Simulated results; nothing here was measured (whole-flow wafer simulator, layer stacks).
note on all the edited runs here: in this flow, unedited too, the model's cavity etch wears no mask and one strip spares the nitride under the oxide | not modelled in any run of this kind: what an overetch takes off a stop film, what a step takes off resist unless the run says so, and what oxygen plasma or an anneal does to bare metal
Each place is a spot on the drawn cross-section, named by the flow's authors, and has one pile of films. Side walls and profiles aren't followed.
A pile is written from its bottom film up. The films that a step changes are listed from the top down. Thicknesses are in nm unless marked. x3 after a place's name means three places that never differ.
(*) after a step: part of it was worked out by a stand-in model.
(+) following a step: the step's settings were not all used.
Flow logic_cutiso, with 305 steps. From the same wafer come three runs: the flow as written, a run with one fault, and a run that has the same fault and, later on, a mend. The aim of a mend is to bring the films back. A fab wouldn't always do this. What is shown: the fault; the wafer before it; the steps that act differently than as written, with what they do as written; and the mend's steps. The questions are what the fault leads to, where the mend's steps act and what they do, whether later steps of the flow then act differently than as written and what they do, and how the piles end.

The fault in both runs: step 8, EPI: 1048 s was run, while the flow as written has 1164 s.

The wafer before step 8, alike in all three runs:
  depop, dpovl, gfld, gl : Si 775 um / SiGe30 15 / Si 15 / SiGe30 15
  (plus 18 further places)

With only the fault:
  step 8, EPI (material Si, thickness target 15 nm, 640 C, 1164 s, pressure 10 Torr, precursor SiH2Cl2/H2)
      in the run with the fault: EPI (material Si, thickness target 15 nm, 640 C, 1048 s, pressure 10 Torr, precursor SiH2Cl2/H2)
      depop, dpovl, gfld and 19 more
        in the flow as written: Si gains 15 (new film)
        in the run with the fault: Si gains 13.5 (new film)
  Later steps of the flow acting differently than as written (2 more steps, not shown, differ only slightly: by at most 2% or 0.5 nm, whichever is larger):
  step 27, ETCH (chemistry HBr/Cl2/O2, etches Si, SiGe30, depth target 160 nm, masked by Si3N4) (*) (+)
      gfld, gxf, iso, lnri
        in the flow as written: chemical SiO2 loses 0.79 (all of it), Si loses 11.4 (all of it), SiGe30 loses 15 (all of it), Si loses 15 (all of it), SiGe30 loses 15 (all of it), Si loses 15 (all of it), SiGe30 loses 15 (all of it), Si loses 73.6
        in the run with the fault: chemical SiO2 loses 0.79 (all of it), Si loses 11.4 (all of it), SiGe30 loses 15 (all of it), Si loses 13.5 (all of it), SiGe30 loses 15 (all of it), Si loses 15 (all of it), SiGe30 loses 15 (all of it), Si loses 75.1
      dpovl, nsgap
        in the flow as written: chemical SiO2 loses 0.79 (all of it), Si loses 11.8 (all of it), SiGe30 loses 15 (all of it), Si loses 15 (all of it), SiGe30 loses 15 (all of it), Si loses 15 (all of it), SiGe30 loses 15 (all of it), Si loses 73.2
        in the run with the fault: chemical SiO2 loses 0.79 (all of it), Si loses 11.8 (all of it), SiGe30 loses 15 (all of it), Si loses 13.5 (all of it), SiGe30 loses 15 (all of it), Si loses 15 (all of it), SiGe30 loses 15 (all of it), Si loses 74.7
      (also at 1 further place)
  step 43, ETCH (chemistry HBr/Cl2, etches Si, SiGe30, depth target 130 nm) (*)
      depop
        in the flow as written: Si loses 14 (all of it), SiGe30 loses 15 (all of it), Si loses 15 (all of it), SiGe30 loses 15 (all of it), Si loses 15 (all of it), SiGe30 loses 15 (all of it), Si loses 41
        in the run with the fault: Si loses 14 (all of it), SiGe30 loses 15 (all of it), Si loses 13.5 (all of it), SiGe30 loses 15 (all of it), Si loses 15 (all of it), SiGe30 loses 15 (all of it), Si loses 42.5
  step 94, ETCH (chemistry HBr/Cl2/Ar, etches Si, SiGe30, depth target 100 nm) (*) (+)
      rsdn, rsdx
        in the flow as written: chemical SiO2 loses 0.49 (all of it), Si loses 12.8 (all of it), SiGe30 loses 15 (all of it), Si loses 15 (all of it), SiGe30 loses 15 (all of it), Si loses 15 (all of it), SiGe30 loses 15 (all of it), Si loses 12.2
        in the run with the fault: chemical SiO2 loses 0.49 (all of it), Si loses 12.8 (all of it), SiGe30 loses 15 (all of it), Si loses 13.5 (all of it), SiGe30 loses 15 (all of it), Si loses 15 (all of it), SiGe30 loses 15 (all of it), Si loses 13.7
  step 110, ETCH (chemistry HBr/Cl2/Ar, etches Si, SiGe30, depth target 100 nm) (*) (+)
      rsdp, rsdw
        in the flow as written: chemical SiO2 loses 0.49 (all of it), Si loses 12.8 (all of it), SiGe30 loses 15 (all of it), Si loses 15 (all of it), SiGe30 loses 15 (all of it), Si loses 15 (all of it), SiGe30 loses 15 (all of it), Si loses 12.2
        in the run with the fault: chemical SiO2 loses 0.49 (all of it), Si loses 12.8 (all of it), SiGe30 loses 15 (all of it), Si loses 13.5 (all of it), SiGe30 loses 15 (all of it), Si loses 15 (all of it), SiGe30 loses 15 (all of it), Si loses 13.7
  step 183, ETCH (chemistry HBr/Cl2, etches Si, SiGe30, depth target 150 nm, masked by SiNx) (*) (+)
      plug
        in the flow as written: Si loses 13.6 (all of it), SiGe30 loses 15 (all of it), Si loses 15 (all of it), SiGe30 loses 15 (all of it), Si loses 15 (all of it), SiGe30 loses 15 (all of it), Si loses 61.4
        in the run with the fault: Si loses 13.6 (all of it), SiGe30 loses 15 (all of it), Si loses 13.5 (all of it), SiGe30 loses 15 (all of it), Si loses 15 (all of it), SiGe30 loses 15 (all of it), Si loses 62.9
  The piles end different from the flow's at gl, glp, gxn and 6 more by more than 2% or 0.5 nm, whichever is larger.
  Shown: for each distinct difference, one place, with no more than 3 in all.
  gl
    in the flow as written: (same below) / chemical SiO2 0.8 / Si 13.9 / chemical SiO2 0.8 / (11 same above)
    in the run with the fault: (same below) / chemical SiO2 0.8 / Si 12.4 / chemical SiO2 0.8 / (11 same above)
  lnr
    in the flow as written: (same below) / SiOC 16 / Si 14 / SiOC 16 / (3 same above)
    in the run with the fault: (same below) / SiOC 16 / Si 12.5 / SiOC 16 / (3 same above)
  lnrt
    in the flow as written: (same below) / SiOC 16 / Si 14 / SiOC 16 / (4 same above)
    in the run with the fault: (same below) / SiOC 16 / Si 12.5 / SiOC 16 / (4 same above)

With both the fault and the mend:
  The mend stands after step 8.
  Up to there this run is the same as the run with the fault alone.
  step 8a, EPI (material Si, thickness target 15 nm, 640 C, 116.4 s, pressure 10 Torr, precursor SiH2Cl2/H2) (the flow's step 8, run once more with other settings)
      depop, dpovl, gfld and 19 more
        Si gains 1.5
  None of the later steps of the flow acts differently than as written at any place that is followed.
  At every place that both follow, the piles at the end match the flow's.
